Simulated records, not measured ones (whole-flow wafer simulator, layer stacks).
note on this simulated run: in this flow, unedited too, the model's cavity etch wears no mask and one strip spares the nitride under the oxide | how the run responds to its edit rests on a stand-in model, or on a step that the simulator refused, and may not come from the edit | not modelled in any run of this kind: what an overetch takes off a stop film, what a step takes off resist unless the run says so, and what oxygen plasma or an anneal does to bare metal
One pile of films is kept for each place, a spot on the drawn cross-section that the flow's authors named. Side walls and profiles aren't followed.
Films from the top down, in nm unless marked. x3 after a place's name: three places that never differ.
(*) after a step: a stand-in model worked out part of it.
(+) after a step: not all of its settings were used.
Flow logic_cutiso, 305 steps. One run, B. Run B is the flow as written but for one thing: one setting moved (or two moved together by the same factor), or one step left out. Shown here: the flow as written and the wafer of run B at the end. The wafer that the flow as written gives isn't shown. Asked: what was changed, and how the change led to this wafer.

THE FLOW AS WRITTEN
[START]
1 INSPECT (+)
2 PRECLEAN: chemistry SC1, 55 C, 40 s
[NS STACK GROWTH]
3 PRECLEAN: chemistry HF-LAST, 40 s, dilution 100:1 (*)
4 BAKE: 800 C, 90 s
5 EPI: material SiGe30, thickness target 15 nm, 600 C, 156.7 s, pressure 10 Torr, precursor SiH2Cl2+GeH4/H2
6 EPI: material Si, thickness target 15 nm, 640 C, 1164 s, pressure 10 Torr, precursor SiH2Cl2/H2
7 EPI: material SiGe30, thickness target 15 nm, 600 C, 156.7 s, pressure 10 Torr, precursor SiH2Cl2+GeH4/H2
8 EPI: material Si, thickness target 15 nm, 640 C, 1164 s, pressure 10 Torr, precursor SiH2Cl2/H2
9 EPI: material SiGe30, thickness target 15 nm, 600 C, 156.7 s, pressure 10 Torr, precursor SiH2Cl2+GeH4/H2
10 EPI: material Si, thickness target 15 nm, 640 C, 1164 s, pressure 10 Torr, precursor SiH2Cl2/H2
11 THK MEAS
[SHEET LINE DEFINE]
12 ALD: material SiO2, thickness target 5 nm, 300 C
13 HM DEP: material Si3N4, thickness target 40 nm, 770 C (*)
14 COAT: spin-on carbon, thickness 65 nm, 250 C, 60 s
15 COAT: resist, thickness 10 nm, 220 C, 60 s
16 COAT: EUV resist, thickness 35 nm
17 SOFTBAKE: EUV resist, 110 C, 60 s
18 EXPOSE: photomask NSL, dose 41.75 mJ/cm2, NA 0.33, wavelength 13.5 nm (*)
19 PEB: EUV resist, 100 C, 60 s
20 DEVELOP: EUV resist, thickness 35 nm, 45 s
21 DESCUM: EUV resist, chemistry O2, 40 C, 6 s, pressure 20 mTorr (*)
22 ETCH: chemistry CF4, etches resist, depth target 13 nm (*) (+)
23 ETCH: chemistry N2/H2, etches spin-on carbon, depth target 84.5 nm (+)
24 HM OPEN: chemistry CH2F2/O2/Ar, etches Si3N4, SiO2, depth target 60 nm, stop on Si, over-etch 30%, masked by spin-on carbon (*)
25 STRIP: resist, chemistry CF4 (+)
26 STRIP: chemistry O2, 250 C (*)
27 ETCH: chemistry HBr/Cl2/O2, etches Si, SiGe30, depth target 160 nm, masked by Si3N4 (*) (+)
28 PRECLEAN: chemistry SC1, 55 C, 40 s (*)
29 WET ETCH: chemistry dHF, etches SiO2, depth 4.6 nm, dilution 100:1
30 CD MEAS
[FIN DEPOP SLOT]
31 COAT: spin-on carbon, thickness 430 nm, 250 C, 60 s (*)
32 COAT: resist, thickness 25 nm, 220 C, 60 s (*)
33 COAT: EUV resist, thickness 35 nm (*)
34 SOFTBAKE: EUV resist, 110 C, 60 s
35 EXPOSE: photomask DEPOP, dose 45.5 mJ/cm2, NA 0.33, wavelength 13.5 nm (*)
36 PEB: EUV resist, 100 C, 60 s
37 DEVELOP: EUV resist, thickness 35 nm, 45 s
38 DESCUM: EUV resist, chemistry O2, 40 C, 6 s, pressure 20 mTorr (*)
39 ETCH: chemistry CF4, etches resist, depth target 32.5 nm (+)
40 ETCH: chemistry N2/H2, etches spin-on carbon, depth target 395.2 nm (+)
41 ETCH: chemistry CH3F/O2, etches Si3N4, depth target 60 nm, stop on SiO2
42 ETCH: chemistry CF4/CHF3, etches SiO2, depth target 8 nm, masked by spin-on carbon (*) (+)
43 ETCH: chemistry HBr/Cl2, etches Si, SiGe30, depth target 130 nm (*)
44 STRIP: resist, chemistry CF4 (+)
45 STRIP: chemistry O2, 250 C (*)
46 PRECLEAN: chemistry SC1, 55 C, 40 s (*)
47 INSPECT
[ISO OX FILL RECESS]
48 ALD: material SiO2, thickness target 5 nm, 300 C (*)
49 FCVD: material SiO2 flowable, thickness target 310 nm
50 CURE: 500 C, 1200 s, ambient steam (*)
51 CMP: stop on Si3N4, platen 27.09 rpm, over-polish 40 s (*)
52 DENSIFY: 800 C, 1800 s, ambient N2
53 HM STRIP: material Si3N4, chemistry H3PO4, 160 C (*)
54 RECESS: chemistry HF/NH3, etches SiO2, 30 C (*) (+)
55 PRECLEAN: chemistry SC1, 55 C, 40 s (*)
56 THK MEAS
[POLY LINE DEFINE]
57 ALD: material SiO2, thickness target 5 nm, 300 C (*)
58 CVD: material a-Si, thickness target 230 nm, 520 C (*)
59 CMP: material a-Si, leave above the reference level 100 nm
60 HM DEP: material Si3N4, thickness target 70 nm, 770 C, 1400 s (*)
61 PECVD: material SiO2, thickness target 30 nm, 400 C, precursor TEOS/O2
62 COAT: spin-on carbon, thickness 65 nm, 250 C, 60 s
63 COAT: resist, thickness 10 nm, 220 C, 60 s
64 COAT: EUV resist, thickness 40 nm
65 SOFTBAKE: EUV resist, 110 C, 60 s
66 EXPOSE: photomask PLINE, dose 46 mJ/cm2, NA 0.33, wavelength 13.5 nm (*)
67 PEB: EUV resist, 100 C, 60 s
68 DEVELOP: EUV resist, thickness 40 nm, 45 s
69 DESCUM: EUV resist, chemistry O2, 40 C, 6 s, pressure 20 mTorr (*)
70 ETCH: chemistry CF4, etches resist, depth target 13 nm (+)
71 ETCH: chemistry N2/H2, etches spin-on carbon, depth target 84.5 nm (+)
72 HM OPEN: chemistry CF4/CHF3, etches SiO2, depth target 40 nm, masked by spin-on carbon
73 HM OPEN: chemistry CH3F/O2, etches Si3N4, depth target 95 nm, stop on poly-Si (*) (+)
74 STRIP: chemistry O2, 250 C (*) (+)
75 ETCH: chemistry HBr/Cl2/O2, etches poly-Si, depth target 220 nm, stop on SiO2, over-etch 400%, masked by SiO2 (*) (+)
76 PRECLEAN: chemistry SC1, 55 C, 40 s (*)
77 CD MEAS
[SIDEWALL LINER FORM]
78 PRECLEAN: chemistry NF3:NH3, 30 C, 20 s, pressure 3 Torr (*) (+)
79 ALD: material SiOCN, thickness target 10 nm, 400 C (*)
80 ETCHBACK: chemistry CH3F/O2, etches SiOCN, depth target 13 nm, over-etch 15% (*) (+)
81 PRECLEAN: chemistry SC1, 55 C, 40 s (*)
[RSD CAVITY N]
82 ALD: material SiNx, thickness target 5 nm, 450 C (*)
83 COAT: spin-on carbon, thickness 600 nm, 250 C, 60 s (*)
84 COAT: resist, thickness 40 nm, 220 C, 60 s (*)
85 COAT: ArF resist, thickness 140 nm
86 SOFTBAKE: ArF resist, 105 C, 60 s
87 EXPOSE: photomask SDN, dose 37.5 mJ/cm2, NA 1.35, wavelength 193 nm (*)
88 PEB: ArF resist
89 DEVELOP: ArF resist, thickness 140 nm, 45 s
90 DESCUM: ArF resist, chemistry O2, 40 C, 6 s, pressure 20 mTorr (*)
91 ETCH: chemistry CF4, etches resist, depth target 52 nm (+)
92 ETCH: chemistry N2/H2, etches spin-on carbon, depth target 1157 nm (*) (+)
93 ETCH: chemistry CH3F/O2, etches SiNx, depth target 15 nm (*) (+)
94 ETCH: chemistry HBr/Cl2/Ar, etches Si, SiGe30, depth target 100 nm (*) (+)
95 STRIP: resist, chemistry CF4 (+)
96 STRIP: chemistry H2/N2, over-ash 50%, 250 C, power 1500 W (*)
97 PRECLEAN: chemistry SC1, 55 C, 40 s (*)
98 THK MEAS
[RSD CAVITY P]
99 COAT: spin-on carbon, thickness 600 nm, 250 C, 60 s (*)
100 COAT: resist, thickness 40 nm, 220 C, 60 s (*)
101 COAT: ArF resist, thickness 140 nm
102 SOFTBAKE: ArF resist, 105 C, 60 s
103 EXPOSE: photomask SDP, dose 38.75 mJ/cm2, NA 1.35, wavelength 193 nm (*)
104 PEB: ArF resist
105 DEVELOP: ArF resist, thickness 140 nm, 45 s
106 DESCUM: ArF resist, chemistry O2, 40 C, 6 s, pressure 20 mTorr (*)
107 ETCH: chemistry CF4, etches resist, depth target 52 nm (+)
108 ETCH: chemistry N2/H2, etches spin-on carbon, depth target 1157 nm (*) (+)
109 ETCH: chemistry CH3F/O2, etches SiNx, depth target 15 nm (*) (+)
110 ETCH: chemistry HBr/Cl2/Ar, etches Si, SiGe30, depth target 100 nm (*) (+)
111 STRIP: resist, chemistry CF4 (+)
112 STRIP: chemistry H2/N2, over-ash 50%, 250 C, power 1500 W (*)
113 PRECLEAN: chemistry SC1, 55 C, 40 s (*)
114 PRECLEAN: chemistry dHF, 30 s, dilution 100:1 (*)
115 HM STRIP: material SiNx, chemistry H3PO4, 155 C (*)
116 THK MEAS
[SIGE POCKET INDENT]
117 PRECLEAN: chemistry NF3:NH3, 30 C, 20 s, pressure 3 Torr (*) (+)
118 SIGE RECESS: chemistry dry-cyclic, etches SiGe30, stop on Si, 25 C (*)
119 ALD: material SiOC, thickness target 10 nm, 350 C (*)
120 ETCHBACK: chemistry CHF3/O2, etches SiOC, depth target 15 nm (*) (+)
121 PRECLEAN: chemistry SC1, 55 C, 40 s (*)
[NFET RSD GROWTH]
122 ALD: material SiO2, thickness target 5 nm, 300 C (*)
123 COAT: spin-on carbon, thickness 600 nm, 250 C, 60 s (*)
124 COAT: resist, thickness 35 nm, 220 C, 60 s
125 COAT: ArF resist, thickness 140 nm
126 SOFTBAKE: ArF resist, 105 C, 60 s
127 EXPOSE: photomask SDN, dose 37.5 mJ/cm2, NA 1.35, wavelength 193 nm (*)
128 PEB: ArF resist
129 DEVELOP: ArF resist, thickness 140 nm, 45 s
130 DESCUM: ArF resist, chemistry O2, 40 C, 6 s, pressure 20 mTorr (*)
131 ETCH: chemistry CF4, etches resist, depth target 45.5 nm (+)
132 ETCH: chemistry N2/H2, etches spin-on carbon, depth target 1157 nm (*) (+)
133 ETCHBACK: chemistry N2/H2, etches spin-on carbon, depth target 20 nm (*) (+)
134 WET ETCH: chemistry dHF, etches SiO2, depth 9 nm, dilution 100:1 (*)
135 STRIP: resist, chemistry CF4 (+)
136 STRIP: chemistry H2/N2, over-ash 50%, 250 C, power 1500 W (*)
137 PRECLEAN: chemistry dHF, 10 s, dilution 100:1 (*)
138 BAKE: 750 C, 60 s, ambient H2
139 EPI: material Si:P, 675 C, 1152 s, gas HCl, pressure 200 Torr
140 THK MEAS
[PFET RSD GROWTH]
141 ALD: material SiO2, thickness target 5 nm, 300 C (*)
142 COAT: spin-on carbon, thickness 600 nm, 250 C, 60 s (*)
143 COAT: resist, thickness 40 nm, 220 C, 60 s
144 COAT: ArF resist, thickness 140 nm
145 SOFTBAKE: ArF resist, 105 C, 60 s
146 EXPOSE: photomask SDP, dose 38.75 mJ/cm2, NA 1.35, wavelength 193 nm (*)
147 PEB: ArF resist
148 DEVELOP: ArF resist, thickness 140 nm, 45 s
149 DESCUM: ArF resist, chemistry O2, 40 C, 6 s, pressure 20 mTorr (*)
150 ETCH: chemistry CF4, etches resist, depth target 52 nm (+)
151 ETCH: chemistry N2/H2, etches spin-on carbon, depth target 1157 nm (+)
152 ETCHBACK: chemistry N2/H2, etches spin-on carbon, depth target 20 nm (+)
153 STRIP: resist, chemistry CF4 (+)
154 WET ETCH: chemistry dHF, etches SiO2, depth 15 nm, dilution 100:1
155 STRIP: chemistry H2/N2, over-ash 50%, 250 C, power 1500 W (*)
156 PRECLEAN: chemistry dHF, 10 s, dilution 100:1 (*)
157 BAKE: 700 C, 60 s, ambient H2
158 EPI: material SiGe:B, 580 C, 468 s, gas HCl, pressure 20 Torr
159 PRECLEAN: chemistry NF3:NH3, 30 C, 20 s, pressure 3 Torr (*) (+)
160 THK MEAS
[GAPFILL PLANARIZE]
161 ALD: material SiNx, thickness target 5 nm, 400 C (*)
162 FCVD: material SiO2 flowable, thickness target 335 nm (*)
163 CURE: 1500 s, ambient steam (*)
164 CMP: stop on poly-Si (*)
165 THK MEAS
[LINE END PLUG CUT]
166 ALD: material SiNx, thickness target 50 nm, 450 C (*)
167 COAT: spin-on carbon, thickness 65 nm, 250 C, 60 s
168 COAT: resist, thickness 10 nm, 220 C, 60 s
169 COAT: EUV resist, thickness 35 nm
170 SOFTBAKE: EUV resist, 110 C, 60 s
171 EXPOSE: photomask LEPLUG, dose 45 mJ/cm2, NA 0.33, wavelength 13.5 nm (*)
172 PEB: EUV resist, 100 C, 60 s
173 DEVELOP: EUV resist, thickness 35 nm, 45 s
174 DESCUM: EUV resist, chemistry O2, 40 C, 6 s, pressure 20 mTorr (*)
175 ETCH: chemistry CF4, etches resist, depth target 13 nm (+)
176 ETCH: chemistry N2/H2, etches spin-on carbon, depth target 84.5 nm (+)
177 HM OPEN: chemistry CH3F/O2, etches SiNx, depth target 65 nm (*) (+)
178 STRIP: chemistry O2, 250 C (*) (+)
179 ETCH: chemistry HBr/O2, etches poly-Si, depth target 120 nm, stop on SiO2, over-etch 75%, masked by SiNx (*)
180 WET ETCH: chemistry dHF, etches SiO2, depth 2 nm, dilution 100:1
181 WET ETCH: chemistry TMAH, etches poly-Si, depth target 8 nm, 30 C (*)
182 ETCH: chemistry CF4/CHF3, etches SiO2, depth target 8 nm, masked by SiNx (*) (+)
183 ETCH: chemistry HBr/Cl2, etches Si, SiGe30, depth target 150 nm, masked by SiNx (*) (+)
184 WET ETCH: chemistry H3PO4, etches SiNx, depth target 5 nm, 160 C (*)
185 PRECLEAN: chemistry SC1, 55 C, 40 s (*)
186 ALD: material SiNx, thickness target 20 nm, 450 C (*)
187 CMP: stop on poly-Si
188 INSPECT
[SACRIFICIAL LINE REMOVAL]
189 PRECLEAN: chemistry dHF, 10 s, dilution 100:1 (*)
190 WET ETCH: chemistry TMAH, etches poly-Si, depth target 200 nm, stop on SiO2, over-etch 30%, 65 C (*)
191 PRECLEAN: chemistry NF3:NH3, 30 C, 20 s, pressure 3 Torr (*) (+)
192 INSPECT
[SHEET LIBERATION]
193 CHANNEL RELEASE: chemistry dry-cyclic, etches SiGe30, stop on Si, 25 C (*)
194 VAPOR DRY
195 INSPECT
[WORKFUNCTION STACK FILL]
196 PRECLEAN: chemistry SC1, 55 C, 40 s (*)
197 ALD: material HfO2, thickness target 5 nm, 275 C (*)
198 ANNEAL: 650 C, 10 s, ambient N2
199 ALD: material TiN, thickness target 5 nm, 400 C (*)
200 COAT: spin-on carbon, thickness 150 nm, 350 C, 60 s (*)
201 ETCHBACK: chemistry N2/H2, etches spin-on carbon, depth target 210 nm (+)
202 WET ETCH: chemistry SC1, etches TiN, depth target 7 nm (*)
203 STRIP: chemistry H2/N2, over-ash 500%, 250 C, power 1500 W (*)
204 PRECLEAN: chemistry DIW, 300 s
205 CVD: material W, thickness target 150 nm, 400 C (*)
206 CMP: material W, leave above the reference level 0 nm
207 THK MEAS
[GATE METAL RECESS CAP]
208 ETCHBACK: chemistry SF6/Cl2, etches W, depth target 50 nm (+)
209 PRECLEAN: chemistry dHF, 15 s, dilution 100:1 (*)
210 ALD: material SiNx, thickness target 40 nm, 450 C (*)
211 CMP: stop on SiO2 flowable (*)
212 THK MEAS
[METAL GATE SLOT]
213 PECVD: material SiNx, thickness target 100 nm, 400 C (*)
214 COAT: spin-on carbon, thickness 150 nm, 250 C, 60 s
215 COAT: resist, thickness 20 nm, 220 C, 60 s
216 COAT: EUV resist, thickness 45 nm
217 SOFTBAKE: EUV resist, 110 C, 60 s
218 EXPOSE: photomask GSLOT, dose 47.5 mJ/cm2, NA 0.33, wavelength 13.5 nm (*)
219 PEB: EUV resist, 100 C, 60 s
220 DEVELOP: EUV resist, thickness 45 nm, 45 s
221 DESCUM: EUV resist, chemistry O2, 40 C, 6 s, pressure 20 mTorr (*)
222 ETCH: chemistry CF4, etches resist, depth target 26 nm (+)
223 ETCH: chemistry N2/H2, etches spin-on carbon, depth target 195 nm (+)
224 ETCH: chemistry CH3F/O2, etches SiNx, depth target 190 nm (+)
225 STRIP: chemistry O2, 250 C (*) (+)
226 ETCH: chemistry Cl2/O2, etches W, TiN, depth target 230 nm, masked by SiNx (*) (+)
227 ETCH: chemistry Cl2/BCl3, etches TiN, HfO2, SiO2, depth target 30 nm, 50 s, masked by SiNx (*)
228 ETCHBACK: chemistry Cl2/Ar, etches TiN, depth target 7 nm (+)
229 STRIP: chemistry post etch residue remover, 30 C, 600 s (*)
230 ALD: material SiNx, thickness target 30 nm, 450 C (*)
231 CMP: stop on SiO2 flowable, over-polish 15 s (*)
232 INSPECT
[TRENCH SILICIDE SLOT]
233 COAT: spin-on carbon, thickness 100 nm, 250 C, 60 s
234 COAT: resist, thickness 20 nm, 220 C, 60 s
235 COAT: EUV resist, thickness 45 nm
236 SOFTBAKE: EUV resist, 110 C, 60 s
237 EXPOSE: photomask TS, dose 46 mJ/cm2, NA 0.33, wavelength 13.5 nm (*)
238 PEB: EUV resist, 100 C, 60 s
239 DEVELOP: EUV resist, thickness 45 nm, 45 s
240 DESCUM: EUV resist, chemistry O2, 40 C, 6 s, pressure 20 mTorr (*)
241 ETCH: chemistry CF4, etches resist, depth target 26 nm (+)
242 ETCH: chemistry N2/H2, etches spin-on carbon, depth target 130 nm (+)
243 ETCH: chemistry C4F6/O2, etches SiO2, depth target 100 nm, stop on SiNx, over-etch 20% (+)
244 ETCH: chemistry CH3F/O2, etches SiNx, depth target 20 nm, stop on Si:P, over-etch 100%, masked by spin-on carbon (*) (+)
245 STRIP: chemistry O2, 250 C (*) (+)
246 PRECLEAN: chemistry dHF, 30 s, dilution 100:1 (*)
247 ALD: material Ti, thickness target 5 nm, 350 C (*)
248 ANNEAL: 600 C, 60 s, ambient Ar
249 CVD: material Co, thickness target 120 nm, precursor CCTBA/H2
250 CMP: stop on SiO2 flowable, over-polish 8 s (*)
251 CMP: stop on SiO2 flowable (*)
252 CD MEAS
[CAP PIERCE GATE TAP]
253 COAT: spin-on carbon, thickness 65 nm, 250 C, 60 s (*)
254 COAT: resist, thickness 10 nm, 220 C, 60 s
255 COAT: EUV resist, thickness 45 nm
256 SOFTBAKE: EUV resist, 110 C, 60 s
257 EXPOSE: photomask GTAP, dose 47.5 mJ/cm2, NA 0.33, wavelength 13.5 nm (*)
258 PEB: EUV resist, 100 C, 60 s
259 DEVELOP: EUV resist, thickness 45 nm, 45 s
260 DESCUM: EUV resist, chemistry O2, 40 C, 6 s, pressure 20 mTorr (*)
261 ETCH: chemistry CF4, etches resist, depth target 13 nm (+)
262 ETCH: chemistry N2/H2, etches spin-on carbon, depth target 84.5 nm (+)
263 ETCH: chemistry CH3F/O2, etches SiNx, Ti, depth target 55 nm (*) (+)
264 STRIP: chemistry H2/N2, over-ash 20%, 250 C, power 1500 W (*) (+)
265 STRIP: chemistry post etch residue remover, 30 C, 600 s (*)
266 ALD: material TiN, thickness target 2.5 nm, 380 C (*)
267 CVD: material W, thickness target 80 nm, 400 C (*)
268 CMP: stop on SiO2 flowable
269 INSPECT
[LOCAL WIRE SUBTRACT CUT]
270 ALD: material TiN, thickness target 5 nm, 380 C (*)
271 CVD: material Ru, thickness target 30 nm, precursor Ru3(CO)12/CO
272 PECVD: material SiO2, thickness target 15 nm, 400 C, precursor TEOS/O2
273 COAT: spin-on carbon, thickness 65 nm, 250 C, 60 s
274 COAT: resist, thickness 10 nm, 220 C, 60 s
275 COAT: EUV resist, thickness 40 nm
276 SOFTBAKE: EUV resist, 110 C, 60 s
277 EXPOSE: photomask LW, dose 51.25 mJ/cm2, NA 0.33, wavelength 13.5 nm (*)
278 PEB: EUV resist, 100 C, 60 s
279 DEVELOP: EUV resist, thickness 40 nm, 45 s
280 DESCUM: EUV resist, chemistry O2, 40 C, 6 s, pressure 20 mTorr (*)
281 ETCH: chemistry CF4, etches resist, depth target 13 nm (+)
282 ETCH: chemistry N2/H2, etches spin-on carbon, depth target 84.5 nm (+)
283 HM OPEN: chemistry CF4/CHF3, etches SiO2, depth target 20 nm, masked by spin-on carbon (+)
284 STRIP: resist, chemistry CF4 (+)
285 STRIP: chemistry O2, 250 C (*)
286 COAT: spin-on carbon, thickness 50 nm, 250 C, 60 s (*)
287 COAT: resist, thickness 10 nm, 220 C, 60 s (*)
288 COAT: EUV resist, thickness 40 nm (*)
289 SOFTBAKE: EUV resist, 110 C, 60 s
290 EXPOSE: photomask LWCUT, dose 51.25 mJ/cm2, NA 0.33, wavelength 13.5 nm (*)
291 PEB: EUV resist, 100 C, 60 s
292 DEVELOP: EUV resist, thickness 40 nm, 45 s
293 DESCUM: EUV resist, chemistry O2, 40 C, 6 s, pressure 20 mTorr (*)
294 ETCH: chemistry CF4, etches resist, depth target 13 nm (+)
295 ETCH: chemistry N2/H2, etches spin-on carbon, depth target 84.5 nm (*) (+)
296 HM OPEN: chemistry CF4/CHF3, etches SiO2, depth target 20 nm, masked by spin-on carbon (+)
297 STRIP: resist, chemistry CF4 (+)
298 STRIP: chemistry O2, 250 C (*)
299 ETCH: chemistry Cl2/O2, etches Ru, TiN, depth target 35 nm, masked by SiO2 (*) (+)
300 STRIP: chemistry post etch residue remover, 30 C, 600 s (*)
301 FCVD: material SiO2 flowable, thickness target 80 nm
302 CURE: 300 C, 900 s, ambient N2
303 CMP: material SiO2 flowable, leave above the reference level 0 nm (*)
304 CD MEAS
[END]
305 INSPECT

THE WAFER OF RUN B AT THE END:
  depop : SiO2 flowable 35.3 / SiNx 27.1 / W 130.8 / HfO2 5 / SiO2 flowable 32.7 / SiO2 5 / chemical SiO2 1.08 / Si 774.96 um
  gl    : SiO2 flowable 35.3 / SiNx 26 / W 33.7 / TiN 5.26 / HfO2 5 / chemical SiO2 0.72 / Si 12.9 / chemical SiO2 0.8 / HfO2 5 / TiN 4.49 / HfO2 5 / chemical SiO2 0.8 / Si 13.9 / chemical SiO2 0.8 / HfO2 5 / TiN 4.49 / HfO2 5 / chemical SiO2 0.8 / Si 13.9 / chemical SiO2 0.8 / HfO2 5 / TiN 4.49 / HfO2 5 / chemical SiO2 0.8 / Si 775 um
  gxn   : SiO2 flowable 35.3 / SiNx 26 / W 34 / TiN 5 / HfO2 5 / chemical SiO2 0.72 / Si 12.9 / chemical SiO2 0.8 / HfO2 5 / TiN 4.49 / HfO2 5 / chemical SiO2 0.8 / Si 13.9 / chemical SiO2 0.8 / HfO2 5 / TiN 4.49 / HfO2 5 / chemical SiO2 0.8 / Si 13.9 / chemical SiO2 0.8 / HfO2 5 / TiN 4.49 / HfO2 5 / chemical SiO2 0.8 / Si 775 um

The cause: step 208, ETCHBACK: depth target 47.5 nm was run, where the flow has depth target 50 nm.

How the change led to this, step by step:
  208 ETCHBACK: chemistry SF6/Cl2, etches W, depth target 50 nm (+)
      depop, dpovl, gfld and 9 more: W -47.5 (as written it would be: W -50)
      plug: SiNx -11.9 (as written it would be: SiNx -12.5)
  210 ALD: material SiNx, thickness target 40 nm, 450 C (*)
      gfld, gl, glp, gxf, gxn, gxp, tap: SiNx +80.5 (new film) (as written it would be: SiNx +82.6 (new film))
  211 CMP: stop on SiO2 flowable (*)
      depop, dpovl, isow, ns, nsgap: SiNx -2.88 (as written it would be: SiNx -0.61)
  263 ETCH: chemistry CH3F/O2, etches SiNx, Ti, depth target 55 nm (*) (+)
      depop, dpovl, isow, ns, nsgap: resist -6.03 (all of it), spin-on carbon -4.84 (as written it would be: resist -6.03 (all of it), spin-on carbon -6.46)
      glp, lnrt, plug, rsdw: resist -6.02 (all of it), spin-on carbon -4.86 (as written it would be: resist -6.02 (all of it), spin-on carbon -6.48)
      (and at 13 more places)
  264 STRIP: chemistry H2/N2, over-ash 20%, 250 C, power 1500 W (*) (+)
      gfld, gl, gxf, gxn, gxp, lnr, lnri: spin-on carbon -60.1 (all of it) (as written it would be: spin-on carbon -58.4 (all of it))
      glp, lnrp, lnrt, plug, rsdn, rsdp, rsdw: spin-on carbon -60 (all of it) (as written it would be: spin-on carbon -58.4 (all of it))
      (and at 7 more places)
  267 CVD: material W, thickness target 80 nm, 400 C (*)
      tap: W +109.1 (new film) (as written it would be: W +111.4 (new film))
